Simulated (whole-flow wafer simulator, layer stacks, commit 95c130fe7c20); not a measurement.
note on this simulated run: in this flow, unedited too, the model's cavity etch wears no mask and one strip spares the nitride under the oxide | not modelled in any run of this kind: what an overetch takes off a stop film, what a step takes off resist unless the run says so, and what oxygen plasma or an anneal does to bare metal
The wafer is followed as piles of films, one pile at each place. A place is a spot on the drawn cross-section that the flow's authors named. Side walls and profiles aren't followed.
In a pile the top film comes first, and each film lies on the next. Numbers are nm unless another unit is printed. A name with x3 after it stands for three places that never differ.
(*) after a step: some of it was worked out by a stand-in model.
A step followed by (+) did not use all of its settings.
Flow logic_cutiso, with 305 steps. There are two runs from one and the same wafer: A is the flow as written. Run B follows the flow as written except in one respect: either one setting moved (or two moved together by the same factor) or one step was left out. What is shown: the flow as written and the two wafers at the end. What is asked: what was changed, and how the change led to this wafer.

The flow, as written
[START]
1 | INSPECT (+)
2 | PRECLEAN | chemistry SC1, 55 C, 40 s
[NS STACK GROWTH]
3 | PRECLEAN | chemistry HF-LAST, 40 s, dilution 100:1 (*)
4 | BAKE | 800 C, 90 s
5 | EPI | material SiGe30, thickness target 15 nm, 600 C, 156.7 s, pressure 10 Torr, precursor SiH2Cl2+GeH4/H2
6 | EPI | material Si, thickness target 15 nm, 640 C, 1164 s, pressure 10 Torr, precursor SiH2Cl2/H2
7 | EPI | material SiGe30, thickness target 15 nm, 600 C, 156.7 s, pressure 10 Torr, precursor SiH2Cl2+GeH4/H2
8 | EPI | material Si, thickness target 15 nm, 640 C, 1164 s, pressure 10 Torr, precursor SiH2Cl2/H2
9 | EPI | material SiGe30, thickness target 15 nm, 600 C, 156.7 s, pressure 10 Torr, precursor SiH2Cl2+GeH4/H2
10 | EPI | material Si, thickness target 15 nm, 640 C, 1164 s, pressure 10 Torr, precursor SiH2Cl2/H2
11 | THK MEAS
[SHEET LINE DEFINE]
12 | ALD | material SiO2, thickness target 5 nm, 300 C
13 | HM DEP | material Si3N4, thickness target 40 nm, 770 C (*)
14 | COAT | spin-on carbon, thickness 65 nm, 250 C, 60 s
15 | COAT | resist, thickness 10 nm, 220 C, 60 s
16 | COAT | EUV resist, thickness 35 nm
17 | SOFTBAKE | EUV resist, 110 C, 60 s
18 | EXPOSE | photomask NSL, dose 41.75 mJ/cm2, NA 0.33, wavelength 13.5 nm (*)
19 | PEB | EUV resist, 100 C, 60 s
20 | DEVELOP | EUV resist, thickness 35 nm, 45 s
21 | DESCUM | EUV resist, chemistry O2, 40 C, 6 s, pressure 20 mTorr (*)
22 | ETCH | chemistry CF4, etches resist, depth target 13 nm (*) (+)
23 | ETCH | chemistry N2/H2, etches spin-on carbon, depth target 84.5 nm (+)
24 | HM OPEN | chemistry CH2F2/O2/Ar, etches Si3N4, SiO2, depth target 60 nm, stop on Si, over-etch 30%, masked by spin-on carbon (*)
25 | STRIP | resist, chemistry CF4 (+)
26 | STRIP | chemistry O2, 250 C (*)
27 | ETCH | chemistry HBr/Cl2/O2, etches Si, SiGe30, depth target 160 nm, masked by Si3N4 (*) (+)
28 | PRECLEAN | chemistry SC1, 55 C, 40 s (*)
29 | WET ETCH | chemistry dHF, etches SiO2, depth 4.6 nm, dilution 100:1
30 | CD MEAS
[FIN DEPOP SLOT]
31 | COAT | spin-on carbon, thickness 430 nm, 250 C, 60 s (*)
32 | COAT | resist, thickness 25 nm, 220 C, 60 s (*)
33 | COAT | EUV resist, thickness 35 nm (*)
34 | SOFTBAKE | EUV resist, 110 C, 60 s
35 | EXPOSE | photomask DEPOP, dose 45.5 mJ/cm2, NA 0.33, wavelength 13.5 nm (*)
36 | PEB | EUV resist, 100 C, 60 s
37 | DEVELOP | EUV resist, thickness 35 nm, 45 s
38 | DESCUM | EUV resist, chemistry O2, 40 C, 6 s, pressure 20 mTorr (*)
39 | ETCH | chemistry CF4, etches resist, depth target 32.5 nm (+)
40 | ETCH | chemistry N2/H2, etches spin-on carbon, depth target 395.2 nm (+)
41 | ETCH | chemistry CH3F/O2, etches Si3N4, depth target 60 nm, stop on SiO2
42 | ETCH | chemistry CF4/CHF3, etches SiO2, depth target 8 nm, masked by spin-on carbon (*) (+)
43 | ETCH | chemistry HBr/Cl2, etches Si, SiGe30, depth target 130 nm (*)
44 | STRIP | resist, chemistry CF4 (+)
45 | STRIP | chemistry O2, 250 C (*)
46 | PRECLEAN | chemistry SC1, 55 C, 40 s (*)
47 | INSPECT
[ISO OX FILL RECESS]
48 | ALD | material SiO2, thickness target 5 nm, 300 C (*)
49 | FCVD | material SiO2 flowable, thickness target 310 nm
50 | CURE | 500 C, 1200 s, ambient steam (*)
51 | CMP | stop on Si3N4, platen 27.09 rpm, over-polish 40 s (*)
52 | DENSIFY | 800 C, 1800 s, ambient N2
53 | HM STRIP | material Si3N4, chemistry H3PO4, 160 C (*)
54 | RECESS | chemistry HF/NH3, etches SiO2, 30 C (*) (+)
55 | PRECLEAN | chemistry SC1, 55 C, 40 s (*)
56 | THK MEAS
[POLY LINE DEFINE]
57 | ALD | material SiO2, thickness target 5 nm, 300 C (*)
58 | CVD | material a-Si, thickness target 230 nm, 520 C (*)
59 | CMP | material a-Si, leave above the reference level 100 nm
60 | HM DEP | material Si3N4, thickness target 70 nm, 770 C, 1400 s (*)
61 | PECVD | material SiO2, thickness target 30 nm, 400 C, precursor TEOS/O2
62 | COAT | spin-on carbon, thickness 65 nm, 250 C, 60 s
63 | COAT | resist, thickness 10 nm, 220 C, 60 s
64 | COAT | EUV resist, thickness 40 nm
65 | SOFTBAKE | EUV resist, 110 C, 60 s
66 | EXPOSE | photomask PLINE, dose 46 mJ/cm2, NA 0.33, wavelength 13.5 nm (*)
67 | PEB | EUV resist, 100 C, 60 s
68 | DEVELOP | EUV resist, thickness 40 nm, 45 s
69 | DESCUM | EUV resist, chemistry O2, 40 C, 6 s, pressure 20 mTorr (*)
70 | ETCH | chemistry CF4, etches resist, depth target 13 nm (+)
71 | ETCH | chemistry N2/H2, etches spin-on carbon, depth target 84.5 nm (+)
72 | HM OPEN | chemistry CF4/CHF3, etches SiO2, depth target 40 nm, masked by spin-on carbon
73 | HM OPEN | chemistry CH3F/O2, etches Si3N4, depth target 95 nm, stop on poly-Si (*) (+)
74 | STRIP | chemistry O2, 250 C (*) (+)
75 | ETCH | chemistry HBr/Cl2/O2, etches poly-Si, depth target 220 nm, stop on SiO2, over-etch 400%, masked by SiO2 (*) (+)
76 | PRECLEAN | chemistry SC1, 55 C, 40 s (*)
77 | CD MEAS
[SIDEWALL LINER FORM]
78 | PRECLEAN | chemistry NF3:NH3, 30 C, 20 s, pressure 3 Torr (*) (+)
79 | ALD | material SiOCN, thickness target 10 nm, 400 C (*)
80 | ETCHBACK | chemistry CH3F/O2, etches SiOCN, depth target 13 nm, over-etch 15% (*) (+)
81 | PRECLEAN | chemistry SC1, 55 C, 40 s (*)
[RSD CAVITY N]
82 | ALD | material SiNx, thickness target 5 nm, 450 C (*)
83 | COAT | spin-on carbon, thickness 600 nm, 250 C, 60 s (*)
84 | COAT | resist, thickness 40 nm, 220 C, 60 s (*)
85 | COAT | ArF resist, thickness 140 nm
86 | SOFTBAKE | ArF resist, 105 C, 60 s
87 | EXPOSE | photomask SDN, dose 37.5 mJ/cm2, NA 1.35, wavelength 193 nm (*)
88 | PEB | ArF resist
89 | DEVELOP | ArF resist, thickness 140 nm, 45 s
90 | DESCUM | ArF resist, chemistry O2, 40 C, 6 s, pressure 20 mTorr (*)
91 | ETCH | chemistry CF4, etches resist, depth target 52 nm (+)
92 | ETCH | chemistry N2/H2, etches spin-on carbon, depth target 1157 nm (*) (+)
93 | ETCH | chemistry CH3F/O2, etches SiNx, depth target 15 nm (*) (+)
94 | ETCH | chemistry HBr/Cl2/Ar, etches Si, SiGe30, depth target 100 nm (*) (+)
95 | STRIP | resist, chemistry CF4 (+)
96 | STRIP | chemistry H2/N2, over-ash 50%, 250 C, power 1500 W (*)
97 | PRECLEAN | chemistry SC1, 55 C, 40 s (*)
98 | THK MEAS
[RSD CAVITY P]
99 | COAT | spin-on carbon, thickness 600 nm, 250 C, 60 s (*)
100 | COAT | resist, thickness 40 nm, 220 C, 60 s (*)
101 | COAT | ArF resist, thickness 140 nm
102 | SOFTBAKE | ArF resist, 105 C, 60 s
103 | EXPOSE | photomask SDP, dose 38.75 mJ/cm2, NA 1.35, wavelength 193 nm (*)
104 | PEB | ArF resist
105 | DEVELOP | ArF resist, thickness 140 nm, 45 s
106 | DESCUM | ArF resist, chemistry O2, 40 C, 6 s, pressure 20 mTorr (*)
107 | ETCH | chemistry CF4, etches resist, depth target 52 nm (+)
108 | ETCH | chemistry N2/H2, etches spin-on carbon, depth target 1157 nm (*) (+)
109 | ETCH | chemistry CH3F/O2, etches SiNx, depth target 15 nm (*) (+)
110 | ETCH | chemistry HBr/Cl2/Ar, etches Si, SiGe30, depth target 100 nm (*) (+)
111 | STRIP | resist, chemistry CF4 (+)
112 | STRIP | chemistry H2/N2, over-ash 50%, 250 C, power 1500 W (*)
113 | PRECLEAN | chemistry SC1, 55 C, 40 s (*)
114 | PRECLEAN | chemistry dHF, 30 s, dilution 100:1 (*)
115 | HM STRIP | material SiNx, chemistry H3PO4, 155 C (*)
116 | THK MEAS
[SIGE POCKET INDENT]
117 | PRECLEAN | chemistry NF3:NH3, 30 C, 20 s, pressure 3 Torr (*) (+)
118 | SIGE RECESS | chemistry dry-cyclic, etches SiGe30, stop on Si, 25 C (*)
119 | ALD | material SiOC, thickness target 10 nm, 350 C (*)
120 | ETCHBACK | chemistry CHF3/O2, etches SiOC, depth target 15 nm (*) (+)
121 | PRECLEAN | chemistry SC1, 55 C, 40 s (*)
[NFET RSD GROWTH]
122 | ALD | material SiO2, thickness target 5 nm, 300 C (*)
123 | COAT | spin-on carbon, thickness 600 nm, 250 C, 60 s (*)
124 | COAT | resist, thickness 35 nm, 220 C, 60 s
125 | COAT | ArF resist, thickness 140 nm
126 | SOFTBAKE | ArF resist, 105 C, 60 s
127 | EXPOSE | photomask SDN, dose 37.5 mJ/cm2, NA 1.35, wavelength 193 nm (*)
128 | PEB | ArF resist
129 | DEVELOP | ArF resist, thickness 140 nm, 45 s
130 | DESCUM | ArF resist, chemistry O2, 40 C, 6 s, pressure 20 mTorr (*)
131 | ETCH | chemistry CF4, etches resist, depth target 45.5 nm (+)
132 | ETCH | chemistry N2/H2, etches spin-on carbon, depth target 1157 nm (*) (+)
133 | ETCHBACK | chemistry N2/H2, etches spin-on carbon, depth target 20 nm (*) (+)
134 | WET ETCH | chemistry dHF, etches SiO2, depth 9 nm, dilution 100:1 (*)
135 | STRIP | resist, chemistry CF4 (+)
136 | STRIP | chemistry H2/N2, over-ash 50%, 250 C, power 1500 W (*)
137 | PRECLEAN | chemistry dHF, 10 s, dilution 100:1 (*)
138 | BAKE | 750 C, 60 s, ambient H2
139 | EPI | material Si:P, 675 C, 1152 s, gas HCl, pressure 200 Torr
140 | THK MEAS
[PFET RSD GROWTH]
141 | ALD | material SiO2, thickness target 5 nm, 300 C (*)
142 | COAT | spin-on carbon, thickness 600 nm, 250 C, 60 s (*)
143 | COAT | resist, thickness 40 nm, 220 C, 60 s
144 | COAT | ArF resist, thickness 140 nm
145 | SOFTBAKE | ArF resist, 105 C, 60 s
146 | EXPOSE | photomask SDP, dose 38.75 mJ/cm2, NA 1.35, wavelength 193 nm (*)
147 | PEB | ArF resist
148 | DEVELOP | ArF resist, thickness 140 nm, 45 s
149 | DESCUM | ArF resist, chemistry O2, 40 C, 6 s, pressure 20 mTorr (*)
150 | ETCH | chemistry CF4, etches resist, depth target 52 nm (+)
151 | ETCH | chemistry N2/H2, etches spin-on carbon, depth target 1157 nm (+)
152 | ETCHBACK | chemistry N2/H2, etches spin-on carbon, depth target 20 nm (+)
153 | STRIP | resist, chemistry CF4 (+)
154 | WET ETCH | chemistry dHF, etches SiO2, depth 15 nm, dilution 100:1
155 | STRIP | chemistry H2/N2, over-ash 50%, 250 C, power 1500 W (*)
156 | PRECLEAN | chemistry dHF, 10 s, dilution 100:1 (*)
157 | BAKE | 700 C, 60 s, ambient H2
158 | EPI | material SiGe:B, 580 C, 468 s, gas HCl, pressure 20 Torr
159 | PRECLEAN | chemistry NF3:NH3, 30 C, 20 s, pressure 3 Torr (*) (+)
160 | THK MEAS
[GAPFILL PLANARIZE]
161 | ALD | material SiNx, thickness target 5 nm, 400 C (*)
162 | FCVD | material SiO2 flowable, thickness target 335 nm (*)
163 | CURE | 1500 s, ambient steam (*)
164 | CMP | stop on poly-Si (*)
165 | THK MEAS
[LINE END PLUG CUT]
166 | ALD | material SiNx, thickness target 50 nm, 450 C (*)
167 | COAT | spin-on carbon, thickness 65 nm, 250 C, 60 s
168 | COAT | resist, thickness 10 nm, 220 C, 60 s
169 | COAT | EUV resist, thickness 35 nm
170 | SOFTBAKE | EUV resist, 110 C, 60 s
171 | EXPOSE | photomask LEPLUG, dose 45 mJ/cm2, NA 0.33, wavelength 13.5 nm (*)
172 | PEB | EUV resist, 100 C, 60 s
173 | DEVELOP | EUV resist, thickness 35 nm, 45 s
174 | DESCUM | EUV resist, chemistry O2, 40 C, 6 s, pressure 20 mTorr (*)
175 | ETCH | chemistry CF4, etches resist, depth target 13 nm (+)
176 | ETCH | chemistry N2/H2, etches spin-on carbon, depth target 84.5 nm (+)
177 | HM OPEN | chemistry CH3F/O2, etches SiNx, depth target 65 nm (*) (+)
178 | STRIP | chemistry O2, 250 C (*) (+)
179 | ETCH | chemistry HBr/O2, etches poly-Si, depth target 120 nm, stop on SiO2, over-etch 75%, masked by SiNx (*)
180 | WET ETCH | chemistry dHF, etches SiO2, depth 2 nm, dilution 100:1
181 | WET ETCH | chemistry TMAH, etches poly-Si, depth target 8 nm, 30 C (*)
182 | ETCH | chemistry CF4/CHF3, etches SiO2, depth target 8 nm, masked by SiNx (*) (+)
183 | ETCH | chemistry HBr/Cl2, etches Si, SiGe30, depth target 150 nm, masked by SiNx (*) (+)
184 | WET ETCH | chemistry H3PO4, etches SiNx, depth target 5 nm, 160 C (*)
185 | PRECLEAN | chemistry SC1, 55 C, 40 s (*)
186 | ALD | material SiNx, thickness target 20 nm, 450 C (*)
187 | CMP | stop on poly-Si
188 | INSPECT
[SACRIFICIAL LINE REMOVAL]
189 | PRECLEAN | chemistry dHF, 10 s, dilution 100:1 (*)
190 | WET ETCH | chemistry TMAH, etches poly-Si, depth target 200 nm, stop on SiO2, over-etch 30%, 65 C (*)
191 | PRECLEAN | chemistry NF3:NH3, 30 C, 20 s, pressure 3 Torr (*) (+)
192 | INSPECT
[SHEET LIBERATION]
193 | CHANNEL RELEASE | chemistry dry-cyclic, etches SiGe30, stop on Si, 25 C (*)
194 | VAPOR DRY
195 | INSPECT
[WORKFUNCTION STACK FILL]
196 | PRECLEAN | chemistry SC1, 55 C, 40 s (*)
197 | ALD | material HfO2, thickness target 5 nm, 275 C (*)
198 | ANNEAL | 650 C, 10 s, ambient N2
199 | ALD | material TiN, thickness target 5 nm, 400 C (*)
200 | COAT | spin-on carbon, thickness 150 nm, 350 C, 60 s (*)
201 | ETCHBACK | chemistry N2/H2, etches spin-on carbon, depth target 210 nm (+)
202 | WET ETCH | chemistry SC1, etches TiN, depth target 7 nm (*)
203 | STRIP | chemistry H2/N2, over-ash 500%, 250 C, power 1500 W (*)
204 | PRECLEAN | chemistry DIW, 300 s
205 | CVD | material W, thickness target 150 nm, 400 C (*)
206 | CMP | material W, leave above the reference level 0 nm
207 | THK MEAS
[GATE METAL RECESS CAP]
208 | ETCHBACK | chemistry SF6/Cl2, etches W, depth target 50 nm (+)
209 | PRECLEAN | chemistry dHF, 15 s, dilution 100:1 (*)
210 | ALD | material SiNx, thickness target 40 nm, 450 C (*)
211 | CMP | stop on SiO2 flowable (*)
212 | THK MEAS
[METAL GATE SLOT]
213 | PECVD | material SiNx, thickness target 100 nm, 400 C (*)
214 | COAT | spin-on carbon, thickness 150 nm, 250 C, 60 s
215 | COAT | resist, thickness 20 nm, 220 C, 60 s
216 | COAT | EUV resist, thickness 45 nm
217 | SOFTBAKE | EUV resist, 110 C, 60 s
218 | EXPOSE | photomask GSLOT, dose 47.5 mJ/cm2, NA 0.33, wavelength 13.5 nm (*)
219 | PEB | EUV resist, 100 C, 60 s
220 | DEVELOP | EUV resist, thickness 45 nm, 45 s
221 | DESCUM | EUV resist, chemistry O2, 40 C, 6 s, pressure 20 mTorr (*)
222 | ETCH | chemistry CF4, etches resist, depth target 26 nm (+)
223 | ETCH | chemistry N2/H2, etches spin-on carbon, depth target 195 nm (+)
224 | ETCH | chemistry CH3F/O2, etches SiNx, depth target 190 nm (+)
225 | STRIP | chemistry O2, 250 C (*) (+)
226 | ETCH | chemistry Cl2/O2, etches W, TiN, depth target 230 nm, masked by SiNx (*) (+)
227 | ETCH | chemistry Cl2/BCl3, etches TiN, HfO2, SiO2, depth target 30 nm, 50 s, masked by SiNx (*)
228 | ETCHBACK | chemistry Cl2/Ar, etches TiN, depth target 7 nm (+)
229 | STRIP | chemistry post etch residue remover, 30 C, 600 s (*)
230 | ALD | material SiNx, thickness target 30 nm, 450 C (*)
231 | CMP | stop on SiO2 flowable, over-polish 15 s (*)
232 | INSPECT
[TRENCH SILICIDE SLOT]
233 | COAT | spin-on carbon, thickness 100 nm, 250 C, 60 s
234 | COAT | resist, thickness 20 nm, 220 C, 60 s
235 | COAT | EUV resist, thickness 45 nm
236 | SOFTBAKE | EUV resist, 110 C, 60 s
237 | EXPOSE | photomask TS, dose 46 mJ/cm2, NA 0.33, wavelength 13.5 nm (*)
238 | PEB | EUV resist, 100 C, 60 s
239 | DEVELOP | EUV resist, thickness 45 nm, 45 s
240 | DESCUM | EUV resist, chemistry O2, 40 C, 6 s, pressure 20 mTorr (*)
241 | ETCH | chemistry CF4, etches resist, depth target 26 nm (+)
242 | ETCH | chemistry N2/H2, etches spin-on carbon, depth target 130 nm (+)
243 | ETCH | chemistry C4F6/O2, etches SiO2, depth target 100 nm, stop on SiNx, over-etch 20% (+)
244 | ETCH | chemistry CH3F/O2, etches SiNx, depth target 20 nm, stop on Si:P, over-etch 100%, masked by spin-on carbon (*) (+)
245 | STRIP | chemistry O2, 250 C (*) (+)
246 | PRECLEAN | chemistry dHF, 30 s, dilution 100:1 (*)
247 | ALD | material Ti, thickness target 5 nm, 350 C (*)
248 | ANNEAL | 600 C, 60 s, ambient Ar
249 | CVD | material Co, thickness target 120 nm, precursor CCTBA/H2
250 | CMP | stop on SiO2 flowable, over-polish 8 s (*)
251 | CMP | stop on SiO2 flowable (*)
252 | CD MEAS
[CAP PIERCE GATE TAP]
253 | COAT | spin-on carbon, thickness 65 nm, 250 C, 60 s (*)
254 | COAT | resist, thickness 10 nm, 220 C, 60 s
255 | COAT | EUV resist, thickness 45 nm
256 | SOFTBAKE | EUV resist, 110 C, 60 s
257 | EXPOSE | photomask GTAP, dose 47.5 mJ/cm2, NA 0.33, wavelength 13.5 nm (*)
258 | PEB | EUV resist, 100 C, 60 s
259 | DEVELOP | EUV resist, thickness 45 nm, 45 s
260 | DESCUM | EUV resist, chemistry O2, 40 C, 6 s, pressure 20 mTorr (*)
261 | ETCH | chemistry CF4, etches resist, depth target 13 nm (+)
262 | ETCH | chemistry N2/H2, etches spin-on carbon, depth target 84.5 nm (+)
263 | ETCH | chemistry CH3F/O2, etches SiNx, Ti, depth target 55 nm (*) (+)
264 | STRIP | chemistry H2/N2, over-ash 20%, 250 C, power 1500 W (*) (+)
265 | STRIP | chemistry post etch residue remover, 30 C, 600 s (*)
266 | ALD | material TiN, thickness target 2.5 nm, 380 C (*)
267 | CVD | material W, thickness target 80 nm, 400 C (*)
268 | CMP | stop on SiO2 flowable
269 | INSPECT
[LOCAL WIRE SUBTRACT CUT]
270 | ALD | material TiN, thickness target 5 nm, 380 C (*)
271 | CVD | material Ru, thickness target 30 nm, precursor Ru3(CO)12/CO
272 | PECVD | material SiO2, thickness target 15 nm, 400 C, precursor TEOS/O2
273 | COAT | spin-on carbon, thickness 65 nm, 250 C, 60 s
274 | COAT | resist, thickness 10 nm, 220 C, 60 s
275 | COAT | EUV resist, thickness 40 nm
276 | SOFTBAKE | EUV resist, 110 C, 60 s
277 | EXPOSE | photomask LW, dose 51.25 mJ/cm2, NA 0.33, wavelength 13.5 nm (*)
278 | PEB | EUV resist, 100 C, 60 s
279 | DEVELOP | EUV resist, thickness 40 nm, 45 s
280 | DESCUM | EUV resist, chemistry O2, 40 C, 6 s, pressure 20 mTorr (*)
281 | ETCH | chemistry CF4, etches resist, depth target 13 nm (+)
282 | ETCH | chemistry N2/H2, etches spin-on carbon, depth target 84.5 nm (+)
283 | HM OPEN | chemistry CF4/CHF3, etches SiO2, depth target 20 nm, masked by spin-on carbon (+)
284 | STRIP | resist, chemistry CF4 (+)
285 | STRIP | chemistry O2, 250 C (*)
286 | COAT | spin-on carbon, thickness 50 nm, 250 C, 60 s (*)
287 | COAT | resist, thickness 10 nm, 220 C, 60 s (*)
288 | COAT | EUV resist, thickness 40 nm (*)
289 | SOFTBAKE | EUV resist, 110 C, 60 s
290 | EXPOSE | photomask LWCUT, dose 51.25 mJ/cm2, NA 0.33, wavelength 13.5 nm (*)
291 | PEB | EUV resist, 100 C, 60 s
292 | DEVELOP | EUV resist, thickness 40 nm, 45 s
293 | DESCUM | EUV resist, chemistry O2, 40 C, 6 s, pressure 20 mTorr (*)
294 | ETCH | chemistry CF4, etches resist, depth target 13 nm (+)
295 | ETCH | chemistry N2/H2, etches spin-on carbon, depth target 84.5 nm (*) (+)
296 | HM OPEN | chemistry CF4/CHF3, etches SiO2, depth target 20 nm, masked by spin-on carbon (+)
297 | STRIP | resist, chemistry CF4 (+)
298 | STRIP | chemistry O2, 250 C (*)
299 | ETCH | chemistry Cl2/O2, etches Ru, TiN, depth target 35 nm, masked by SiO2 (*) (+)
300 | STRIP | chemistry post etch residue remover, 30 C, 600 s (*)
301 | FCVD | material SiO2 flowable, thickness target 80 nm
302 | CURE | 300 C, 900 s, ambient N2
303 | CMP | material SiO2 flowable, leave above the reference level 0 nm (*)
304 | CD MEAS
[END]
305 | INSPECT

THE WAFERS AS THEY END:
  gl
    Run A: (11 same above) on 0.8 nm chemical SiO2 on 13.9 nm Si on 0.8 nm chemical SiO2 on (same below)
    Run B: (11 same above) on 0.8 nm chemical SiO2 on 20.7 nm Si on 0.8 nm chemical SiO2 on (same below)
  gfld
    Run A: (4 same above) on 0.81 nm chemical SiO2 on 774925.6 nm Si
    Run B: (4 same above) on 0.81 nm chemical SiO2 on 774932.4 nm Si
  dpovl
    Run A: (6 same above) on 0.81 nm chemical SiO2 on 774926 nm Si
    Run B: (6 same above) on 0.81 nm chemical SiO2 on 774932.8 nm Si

The reason: step 8, EPI: 1688 s was run, whereas the flow has 1164 s.

Step by step, how the change led to this:
  8 | EPI | material Si, thickness target 15 nm, 640 C, 1164 s, pressure 10 Torr, precursor SiH2Cl2/H2
      depop, dpovl, gfld and 19 more: A +15 Si (new film) | B +21.8 Si (new film)
  27 | ETCH | chemistry HBr/Cl2/O2, etches Si, SiGe30, depth target 160 nm, masked by Si3N4 (*) (+)
      gfld, gxf, iso, lnri: A -0.79 chemical SiO2 (all of it), -11.4 Si (all of it), -15 SiGe30 (all of it), -15 Si (all of it), -15 SiGe30 (all of it), -15 Si (all of it), -15 SiGe30 (all of it), -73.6 Si | B -0.79 chemical SiO2 (all of it), -11.4 Si (all of it), -15 SiGe30 (all of it), -21.8 Si (all of it), -15 SiGe30 (all of it), -15 Si (all of it), -15 SiGe30 (all of it), -66.9 Si
      dpovl, nsgap: A -0.79 chemical SiO2 (all of it), -11.8 Si (all of it), -15 SiGe30 (all of it), -15 Si (all of it), -15 SiGe30 (all of it), -15 Si (all of it), -15 SiGe30 (all of it), -73.2 Si | B -0.79 chemical SiO2 (all of it), -11.8 Si (all of it), -15 SiGe30 (all of it), -21.8 Si (all of it), -15 SiGe30 (all of it), -15 Si (all of it), -15 SiGe30 (all of it), -66.5 Si
      (also at 1 further place)
  43 | ETCH | chemistry HBr/Cl2, etches Si, SiGe30, depth target 130 nm (*)
      depop: A -14 Si (all of it), -15 SiGe30 (all of it), -15 Si (all of it), -15 SiGe30 (all of it), -15 Si (all of it), -15 SiGe30 (all of it), -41 Si | B -14 Si (all of it), -15 SiGe30 (all of it), -21.8 Si (all of it), -15 SiGe30 (all of it), -15 Si (all of it), -15 SiGe30 (all of it), -34.2 Si
  94 | ETCH | chemistry HBr/Cl2/Ar, etches Si, SiGe30, depth target 100 nm (*) (+)
      rsdn, rsdx: A -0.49 chemical SiO2 (all of it), -12.8 Si (all of it), -15 SiGe30 (all of it), -15 Si (all of it), -15 SiGe30 (all of it), -15 Si (all of it), -15 SiGe30 (all of it), -12.2 Si | B -0.49 chemical SiO2 (all of it), -12.8 Si (all of it), -15 SiGe30 (all of it), -21.8 Si (all of it), -15 SiGe30 (all of it), -15 Si (all of it), -15 SiGe30 (all of it), -5.41 Si
  110 | ETCH | chemistry HBr/Cl2/Ar, etches Si, SiGe30, depth target 100 nm (*) (+)
      rsdp, rsdw: A -0.49 chemical SiO2 (all of it), -12.8 Si (all of it), -15 SiGe30 (all of it), -15 Si (all of it), -15 SiGe30 (all of it), -15 Si (all of it), -15 SiGe30 (all of it), -12.2 Si | B -0.49 chemical SiO2 (all of it), -12.8 Si (all of it), -15 SiGe30 (all of it), -21.8 Si (all of it), -15 SiGe30 (all of it), -15 Si (all of it), -15 SiGe30 (all of it), -5.41 Si
  183 | ETCH | chemistry HBr/Cl2, etches Si, SiGe30, depth target 150 nm, masked by SiNx (*) (+)
      plug: A -13.6 Si (all of it), -15 SiGe30 (all of it), -15 Si (all of it), -15 SiGe30 (all of it), -15 Si (all of it), -15 SiGe30 (all of it), -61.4 Si | B -13.6 Si (all of it), -15 SiGe30 (all of it), -21.8 Si (all of it), -15 SiGe30 (all of it), -15 Si (all of it), -15 SiGe30 (all of it), -54.7 Si
